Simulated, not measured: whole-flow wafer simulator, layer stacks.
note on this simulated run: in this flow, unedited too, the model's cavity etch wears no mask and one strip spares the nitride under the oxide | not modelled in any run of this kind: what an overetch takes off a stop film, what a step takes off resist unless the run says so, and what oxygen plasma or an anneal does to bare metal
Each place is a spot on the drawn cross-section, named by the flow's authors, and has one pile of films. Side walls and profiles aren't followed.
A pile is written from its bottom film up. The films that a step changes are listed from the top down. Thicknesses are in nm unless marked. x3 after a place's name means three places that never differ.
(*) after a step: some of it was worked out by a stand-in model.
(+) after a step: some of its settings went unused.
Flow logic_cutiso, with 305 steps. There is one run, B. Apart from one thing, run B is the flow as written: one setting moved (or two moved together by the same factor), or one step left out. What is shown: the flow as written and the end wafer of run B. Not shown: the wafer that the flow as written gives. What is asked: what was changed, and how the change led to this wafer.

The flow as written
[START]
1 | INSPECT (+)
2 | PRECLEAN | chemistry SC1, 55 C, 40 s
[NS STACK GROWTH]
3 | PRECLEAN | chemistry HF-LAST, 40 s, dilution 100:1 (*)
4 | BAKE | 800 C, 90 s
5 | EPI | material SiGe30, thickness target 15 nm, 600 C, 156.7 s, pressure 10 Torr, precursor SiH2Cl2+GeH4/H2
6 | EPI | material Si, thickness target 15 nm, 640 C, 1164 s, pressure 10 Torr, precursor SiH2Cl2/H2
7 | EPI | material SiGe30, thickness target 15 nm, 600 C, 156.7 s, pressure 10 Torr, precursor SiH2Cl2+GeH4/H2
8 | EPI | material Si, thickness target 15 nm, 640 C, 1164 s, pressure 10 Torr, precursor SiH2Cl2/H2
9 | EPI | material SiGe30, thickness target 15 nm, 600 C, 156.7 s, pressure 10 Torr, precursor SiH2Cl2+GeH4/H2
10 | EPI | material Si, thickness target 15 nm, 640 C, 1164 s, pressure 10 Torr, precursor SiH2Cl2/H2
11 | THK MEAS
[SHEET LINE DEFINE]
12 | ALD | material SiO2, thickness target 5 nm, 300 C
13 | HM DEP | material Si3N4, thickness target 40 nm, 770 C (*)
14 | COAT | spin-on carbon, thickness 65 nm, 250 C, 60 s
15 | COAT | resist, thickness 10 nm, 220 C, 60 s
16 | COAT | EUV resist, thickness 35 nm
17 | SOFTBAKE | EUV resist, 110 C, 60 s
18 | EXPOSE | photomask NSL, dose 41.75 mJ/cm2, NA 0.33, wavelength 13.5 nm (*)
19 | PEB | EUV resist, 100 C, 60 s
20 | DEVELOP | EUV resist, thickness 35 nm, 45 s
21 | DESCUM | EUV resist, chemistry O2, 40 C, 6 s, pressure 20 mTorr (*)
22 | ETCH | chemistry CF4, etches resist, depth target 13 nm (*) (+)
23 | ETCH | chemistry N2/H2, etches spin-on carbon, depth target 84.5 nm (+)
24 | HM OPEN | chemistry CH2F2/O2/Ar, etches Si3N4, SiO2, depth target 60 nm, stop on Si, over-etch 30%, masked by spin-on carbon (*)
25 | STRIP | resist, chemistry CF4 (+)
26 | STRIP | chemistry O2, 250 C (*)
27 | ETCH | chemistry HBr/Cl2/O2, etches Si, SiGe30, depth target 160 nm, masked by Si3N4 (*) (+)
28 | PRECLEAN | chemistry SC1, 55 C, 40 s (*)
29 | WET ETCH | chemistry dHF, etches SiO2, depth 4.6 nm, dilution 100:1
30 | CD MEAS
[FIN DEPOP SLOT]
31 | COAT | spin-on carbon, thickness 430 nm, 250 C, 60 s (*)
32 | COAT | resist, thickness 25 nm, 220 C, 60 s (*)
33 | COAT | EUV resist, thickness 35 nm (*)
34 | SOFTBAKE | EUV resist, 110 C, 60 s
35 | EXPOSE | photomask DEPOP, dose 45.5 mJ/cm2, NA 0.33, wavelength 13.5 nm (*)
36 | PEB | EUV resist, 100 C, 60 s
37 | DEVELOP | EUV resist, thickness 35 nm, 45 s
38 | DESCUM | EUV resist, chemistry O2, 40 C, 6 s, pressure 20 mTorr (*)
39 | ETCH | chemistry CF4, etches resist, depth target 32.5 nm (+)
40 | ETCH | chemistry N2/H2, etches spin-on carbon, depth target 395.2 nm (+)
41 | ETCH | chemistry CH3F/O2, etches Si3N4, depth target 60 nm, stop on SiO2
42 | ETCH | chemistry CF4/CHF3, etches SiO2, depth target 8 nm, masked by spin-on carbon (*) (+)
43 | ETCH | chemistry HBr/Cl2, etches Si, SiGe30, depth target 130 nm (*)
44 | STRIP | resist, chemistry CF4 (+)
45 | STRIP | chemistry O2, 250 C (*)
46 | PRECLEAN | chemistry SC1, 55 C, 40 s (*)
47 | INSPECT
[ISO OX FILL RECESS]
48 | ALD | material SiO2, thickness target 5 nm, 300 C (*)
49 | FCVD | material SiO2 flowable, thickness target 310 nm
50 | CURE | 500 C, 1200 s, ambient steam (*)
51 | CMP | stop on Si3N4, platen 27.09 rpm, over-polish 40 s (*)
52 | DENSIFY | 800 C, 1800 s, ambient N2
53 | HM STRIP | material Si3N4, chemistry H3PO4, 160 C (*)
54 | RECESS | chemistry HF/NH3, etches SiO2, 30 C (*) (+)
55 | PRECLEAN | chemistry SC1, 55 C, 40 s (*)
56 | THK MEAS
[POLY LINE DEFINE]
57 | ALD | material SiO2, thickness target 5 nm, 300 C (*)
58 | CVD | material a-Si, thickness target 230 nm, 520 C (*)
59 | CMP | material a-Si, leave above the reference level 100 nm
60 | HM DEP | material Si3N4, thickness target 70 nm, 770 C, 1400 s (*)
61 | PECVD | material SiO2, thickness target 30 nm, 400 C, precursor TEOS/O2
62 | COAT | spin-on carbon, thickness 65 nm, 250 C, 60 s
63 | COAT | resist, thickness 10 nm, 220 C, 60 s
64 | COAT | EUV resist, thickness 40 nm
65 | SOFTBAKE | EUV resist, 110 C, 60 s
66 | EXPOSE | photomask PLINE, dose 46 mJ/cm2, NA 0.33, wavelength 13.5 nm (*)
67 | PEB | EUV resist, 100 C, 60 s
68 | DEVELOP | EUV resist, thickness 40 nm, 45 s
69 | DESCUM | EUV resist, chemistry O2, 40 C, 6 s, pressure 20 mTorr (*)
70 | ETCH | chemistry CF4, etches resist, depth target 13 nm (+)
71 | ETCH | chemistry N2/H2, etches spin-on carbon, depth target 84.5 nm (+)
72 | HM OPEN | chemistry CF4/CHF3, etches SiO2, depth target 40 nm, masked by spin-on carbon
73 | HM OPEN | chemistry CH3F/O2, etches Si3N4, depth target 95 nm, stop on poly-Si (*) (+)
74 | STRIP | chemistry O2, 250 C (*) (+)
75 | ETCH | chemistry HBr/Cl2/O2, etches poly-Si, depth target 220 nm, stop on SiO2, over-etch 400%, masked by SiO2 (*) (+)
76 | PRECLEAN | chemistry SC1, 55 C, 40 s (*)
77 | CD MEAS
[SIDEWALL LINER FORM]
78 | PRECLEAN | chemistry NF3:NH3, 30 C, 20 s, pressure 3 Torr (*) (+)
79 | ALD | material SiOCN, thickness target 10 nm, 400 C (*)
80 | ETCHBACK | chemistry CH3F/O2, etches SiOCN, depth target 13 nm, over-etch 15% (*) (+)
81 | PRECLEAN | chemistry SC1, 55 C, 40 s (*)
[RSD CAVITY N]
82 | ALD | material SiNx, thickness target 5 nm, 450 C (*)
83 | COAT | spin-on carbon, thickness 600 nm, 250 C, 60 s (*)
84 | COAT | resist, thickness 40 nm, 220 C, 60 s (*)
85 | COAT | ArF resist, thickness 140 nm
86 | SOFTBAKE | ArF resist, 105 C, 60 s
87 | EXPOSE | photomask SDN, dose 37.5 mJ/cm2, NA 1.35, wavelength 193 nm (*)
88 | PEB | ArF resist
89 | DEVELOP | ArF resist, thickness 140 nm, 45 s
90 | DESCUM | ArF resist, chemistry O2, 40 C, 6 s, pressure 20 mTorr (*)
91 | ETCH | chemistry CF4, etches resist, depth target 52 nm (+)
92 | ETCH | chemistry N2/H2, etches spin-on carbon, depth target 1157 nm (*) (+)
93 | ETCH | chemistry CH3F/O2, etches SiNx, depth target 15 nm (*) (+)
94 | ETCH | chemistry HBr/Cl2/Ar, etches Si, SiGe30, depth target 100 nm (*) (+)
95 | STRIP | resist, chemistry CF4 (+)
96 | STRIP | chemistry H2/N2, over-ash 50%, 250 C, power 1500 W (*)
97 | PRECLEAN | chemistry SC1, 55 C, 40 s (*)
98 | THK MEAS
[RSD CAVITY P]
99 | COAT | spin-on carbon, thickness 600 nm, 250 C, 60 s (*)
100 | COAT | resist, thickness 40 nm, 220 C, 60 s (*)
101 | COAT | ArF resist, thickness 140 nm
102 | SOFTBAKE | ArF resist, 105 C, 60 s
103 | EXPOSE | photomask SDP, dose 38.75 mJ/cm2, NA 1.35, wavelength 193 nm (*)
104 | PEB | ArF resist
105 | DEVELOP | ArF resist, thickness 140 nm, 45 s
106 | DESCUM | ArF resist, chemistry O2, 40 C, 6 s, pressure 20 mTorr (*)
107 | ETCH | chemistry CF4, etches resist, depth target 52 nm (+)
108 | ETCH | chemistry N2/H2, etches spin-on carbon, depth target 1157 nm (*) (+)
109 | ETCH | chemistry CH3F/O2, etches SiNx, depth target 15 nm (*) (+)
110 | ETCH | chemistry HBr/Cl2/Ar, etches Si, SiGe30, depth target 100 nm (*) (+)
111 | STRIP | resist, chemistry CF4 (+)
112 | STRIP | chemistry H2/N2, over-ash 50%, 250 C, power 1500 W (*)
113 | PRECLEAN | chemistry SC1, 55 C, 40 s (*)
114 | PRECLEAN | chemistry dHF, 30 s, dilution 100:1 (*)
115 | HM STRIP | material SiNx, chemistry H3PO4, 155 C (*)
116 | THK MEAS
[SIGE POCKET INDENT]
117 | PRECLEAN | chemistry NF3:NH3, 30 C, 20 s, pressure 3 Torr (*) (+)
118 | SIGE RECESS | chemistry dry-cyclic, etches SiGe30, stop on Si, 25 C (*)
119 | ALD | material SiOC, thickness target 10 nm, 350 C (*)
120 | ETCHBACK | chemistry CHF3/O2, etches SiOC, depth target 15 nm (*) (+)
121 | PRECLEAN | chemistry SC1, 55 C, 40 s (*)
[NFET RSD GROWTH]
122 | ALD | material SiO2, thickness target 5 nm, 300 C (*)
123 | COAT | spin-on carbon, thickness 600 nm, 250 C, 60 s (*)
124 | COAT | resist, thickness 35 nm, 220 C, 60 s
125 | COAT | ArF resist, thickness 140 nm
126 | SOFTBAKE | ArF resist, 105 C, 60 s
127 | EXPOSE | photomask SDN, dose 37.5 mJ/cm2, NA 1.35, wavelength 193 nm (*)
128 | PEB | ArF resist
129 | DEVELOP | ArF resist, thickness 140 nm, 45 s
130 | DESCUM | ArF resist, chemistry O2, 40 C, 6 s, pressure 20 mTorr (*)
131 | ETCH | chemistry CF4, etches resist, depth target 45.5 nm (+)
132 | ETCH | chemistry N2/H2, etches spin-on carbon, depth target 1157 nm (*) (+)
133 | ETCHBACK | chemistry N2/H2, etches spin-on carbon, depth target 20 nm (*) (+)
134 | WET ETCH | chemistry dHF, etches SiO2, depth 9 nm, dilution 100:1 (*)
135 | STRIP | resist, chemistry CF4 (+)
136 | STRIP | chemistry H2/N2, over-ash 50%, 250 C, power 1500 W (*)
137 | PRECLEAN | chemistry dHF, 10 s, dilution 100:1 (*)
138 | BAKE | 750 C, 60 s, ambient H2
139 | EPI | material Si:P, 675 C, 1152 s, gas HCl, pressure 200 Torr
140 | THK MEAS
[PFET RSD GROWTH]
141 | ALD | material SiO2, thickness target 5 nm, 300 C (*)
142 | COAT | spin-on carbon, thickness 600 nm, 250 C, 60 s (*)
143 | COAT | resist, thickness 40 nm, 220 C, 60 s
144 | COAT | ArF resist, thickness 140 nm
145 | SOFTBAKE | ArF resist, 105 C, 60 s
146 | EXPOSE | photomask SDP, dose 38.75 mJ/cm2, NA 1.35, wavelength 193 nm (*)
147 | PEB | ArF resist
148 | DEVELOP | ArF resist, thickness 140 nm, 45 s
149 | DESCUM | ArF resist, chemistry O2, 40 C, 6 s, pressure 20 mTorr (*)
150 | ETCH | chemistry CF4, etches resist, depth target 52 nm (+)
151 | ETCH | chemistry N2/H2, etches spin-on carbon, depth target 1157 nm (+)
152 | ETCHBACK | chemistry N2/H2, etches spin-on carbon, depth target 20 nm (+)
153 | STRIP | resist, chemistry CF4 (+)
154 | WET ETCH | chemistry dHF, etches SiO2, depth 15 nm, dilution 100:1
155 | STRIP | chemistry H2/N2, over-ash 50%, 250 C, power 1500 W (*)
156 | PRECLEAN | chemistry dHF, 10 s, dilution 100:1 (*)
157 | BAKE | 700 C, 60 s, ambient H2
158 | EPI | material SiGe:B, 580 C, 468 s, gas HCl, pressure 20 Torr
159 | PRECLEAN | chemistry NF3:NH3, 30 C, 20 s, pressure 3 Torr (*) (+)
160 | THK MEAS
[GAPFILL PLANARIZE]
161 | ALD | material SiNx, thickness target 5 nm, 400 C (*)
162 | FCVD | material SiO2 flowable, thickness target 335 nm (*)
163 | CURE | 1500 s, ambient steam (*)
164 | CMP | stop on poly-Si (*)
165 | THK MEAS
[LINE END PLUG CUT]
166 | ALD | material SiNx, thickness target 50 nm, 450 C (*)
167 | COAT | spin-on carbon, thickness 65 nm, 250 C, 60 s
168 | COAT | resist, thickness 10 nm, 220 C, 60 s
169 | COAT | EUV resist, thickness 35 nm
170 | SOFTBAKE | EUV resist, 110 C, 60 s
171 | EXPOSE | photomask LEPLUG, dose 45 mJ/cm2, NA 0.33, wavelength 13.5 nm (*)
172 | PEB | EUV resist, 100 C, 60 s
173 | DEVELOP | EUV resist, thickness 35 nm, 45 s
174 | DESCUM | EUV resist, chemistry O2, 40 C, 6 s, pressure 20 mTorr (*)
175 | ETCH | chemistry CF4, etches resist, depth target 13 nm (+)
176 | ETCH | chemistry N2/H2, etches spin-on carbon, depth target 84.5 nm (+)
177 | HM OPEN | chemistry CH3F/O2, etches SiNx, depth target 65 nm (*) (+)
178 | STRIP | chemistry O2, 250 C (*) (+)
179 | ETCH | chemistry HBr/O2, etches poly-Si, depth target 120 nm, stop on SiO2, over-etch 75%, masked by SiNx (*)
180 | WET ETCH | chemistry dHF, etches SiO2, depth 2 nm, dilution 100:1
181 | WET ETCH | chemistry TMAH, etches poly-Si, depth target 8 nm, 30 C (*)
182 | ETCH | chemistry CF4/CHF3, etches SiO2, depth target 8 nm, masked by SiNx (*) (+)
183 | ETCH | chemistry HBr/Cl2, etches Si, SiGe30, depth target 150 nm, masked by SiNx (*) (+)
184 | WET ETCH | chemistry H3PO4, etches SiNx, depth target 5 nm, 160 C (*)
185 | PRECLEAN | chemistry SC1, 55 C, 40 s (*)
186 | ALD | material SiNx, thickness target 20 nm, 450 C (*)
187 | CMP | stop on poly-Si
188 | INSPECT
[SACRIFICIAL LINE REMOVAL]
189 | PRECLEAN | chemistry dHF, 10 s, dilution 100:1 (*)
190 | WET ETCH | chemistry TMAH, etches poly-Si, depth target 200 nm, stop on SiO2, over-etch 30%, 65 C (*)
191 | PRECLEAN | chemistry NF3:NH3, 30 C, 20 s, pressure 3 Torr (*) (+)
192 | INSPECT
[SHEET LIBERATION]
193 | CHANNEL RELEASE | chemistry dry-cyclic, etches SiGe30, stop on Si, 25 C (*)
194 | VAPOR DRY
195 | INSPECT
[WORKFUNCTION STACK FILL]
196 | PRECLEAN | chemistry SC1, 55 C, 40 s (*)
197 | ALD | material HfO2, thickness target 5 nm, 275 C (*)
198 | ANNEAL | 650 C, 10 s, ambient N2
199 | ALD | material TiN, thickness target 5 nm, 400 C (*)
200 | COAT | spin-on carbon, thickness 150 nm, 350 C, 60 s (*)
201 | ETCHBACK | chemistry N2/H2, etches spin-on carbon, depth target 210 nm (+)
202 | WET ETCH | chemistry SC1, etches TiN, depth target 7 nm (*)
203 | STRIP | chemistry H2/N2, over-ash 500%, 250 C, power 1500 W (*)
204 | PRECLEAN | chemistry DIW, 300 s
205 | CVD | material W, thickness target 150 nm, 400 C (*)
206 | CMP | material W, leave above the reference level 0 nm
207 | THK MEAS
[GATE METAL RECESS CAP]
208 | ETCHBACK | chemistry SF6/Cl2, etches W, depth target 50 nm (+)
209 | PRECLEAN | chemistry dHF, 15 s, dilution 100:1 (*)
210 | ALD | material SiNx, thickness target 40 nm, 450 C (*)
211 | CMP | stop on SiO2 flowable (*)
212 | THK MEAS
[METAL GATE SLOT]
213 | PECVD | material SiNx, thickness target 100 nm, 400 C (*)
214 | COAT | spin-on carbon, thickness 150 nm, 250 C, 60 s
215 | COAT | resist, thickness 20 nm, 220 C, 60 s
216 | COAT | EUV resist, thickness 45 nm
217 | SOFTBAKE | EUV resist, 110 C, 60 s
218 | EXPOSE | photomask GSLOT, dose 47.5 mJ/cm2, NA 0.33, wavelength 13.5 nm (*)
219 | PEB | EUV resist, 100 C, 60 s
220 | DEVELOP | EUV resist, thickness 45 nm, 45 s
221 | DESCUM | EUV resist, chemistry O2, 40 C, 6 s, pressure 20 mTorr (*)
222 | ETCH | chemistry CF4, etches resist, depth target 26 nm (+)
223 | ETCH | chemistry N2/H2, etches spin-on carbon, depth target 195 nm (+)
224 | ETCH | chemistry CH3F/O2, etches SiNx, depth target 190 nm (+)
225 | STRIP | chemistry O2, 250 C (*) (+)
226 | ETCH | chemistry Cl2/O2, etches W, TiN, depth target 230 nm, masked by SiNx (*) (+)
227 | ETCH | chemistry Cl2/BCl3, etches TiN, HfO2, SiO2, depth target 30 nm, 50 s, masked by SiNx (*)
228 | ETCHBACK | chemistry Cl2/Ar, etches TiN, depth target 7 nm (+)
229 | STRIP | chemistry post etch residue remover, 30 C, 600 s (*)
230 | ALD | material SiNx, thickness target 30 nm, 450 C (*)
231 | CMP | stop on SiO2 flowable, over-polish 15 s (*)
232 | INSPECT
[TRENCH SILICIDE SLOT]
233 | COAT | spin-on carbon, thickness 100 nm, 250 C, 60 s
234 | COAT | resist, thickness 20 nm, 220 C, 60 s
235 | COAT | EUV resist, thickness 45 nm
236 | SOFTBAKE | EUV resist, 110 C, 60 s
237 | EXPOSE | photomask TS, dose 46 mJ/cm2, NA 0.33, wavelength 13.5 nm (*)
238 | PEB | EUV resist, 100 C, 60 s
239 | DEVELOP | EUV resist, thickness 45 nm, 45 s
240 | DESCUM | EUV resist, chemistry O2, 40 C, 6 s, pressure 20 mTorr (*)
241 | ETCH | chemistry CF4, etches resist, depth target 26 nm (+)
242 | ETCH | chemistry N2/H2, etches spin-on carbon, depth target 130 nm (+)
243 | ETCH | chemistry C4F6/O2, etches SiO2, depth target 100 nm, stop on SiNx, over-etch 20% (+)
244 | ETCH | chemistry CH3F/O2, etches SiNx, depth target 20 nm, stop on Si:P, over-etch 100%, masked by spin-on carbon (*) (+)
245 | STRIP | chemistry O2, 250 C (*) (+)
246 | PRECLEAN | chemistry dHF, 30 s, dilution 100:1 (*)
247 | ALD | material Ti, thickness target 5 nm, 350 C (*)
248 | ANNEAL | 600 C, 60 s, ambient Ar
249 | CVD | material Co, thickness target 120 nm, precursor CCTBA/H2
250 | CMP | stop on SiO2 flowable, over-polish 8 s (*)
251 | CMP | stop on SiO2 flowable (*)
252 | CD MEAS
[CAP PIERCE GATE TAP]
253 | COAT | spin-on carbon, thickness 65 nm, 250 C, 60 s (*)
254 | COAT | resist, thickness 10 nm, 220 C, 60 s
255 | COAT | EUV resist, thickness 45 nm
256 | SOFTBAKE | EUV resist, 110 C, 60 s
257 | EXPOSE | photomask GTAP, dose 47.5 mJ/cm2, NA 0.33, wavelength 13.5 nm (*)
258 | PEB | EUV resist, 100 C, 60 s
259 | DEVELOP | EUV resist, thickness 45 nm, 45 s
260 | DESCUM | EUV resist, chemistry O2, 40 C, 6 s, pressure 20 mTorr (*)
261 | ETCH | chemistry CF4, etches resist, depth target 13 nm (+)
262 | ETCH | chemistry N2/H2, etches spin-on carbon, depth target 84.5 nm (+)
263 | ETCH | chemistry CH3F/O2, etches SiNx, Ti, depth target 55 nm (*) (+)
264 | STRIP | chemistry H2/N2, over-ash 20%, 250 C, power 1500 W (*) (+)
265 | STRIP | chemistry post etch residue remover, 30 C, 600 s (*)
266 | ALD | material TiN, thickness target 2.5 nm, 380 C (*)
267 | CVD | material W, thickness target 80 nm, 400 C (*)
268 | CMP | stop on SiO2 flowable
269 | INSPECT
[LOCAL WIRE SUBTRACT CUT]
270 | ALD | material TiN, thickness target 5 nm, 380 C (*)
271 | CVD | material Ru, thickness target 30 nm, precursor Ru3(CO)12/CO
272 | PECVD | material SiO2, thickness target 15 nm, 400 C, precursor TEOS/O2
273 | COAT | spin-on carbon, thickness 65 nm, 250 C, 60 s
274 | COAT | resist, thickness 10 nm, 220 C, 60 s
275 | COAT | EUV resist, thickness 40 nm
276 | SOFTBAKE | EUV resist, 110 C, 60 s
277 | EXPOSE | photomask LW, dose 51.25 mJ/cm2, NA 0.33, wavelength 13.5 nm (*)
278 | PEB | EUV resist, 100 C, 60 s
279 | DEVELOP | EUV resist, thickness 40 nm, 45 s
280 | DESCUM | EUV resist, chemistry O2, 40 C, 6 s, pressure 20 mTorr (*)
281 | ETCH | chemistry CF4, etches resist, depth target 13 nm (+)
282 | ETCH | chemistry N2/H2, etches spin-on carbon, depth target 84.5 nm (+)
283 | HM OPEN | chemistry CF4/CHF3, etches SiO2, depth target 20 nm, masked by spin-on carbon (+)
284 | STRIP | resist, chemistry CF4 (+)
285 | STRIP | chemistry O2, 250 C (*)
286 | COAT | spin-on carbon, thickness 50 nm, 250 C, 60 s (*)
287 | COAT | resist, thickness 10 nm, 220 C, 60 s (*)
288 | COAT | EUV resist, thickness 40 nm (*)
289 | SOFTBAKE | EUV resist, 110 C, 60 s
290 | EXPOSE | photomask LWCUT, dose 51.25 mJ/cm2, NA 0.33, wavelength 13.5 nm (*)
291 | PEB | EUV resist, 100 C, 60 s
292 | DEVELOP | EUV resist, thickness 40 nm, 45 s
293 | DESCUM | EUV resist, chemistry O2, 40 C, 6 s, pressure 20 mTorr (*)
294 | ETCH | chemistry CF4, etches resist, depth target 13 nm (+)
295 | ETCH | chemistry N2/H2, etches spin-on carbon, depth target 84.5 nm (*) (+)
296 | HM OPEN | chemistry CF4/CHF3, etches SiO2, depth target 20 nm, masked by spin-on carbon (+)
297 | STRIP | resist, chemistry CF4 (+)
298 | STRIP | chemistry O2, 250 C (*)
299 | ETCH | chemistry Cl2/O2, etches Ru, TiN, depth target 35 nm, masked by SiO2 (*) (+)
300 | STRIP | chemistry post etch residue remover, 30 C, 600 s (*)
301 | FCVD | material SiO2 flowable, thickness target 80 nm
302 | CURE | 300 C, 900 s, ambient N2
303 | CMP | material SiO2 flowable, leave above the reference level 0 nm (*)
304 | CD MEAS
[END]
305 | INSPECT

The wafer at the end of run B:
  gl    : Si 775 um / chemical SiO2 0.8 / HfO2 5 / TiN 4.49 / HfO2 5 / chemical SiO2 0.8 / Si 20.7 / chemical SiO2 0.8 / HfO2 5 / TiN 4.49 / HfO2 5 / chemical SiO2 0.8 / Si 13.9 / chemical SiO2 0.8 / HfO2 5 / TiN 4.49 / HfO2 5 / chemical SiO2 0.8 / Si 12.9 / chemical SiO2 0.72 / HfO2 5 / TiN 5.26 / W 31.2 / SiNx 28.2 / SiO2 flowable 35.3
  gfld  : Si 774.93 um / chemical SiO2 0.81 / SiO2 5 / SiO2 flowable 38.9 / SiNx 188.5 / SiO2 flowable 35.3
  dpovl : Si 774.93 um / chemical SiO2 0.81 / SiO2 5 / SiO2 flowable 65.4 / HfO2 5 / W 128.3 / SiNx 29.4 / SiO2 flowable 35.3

The reason: step 6, EPI: 1688 s was run, whereas the flow has 1164 s.

How this came from the change, step by step:
  6 | EPI | material Si, thickness target 15 nm, 640 C, 1164 s, pressure 10 Torr, precursor SiH2Cl2/H2
      depop, dpovl, gfld and 19 more: Si gains 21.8 (new film) (as written it would have been: Si gains 15 (new film))
  27 | ETCH | chemistry HBr/Cl2/O2, etches Si, SiGe30, depth target 160 nm, masked by Si3N4 (*) (+)
      gfld, gxf, iso, lnri: chemical SiO2 loses 0.79 (all of it), Si loses 11.4 (all of it), SiGe30 loses 15 (all of it), Si loses 15 (all of it), SiGe30 loses 15 (all of it), Si loses 21.8 (all of it), SiGe30 loses 15 (all of it), Si loses 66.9 (as written it would have been: chemical SiO2 loses 0.79 (all of it), Si loses 11.4 (all of it), SiGe30 loses 15 (all of it), Si loses 15 (all of it), SiGe30 loses 15 (all of it), Si loses 15 (all of it), SiGe30 loses 15 (all of it), Si loses 73.6)
      dpovl, nsgap: chemical SiO2 loses 0.79 (all of it), Si loses 11.8 (all of it), SiGe30 loses 15 (all of it), Si loses 15 (all of it), SiGe30 loses 15 (all of it), Si loses 21.8 (all of it), SiGe30 loses 15 (all of it), Si loses 66.5 (as written it would have been: chemical SiO2 loses 0.79 (all of it), Si loses 11.8 (all of it), SiGe30 loses 15 (all of it), Si loses 15 (all of it), SiGe30 loses 15 (all of it), Si loses 15 (all of it), SiGe30 loses 15 (all of it), Si loses 73.2)
      (also at 1 further place)
  43 | ETCH | chemistry HBr/Cl2, etches Si, SiGe30, depth target 130 nm (*)
      depop: Si loses 14 (all of it), SiGe30 loses 15 (all of it), Si loses 15 (all of it), SiGe30 loses 15 (all of it), Si loses 21.8 (all of it), SiGe30 loses 15 (all of it), Si loses 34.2 (as written it would have been: Si loses 14 (all of it), SiGe30 loses 15 (all of it), Si loses 15 (all of it), SiGe30 loses 15 (all of it), Si loses 15 (all of it), SiGe30 loses 15 (all of it), Si loses 41)
  94 | ETCH | chemistry HBr/Cl2/Ar, etches Si, SiGe30, depth target 100 nm (*) (+)
      rsdn, rsdx: chemical SiO2 loses 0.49 (all of it), Si loses 12.8 (all of it), SiGe30 loses 15 (all of it), Si loses 15 (all of it), SiGe30 loses 15 (all of it), Si loses 21.8 (all of it), SiGe30 loses 15 (all of it), Si loses 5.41 (as written it would have been: chemical SiO2 loses 0.49 (all of it), Si loses 12.8 (all of it), SiGe30 loses 15 (all of it), Si loses 15 (all of it), SiGe30 loses 15 (all of it), Si loses 15 (all of it), SiGe30 loses 15 (all of it), Si loses 12.2)
  110 | ETCH | chemistry HBr/Cl2/Ar, etches Si, SiGe30, depth target 100 nm (*) (+)
      rsdp, rsdw: chemical SiO2 loses 0.49 (all of it), Si loses 12.8 (all of it), SiGe30 loses 15 (all of it), Si loses 15 (all of it), SiGe30 loses 15 (all of it), Si loses 21.8 (all of it), SiGe30 loses 15 (all of it), Si loses 5.41 (as written it would have been: chemical SiO2 loses 0.49 (all of it), Si loses 12.8 (all of it), SiGe30 loses 15 (all of it), Si loses 15 (all of it), SiGe30 loses 15 (all of it), Si loses 15 (all of it), SiGe30 loses 15 (all of it), Si loses 12.2)
  183 | ETCH | chemistry HBr/Cl2, etches Si, SiGe30, depth target 150 nm, masked by SiNx (*) (+)
      plug: Si loses 13.6 (all of it), SiGe30 loses 15 (all of it), Si loses 15 (all of it), SiGe30 loses 15 (all of it), Si loses 21.8 (all of it), SiGe30 loses 15 (all of it), Si loses 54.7 (as written it would have been: Si loses 13.6 (all of it), SiGe30 loses 15 (all of it), Si loses 15 (all of it), SiGe30 loses 15 (all of it), Si loses 15 (all of it), SiGe30 loses 15 (all of it), Si loses 61.4)
